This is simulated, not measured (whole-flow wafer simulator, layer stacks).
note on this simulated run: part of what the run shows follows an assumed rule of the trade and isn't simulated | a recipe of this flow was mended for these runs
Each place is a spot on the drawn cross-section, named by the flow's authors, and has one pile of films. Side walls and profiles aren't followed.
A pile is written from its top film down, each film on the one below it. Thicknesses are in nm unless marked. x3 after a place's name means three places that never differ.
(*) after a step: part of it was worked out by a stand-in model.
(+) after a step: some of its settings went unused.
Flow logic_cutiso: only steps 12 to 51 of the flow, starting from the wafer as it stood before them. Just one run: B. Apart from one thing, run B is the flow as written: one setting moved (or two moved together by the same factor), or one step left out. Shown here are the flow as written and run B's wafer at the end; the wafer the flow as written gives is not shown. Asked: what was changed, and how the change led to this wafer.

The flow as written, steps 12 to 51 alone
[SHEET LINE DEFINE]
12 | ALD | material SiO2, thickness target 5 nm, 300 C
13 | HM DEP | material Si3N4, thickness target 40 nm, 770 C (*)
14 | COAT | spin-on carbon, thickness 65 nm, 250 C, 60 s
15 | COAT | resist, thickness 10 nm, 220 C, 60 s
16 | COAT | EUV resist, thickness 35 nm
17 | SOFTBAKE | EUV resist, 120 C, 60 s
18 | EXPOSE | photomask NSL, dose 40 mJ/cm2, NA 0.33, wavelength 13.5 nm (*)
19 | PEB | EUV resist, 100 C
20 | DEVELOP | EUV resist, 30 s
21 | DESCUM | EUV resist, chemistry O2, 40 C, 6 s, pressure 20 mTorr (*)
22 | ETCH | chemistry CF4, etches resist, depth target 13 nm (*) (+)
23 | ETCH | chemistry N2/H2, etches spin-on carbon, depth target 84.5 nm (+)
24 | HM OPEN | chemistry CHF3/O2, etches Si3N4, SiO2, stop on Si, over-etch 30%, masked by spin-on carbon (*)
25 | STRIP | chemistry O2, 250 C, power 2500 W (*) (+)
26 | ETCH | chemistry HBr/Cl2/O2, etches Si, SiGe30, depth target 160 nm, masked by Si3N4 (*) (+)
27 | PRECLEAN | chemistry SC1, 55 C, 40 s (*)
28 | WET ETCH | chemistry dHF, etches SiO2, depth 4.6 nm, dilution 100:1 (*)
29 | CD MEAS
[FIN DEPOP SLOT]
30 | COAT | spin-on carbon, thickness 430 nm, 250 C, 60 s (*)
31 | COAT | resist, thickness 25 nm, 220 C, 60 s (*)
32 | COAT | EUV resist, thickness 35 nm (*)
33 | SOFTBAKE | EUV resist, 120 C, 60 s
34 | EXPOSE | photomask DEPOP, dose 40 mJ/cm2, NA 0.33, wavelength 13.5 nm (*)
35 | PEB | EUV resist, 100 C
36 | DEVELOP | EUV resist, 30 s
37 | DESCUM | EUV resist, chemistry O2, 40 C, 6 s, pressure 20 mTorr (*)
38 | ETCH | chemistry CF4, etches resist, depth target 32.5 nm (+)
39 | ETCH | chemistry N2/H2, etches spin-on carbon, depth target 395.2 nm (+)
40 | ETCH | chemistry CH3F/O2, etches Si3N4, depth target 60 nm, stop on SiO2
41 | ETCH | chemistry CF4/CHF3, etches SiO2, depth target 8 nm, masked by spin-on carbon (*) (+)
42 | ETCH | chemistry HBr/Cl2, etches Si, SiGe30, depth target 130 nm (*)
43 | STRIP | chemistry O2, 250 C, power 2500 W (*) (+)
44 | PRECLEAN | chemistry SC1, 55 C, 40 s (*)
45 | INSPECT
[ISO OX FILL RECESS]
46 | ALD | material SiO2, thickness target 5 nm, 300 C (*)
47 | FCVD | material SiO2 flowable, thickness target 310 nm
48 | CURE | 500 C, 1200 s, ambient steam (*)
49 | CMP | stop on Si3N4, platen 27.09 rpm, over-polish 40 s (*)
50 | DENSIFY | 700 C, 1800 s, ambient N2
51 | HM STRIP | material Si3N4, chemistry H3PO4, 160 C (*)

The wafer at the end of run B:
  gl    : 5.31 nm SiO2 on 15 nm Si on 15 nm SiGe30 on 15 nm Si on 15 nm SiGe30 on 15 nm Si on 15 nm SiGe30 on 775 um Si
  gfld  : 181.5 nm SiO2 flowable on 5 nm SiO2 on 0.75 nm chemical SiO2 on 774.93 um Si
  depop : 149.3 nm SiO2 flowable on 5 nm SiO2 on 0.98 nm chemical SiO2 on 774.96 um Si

The reason: step 12, ALD: thickness target 5.7 nm was run, whereas the flow has thickness target 5 nm.

Step by step, how the change led to this:
  12 | ALD | material SiO2, thickness target 5 nm, 300 C
      depop, dpovl, gfld and 19 more: +5.7 SiO2 (new film) (in the flow as written it would be: +5 SiO2 (new film))
  24 | HM OPEN | chemistry CHF3/O2, etches Si3N4, SiO2, stop on Si, over-etch 30%, masked by spin-on carbon (*)
      dpovl, gfld, gxf, iso, isow, lnri, nsgap: -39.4 Si3N4 (all of it), -5.7 SiO2 (all of it), -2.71 Si (in the flow as written it would be: -39.4 Si3N4 (all of it), -5 SiO2 (all of it), -2.67 Si)
  41 | ETCH | chemistry CF4/CHF3, etches SiO2, depth target 8 nm, masked by spin-on carbon (*) (+)
      depop: -5.62 SiO2 (all of it), -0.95 Si (in the flow as written it would be: -4.92 SiO2 (all of it), -1.23 Si)
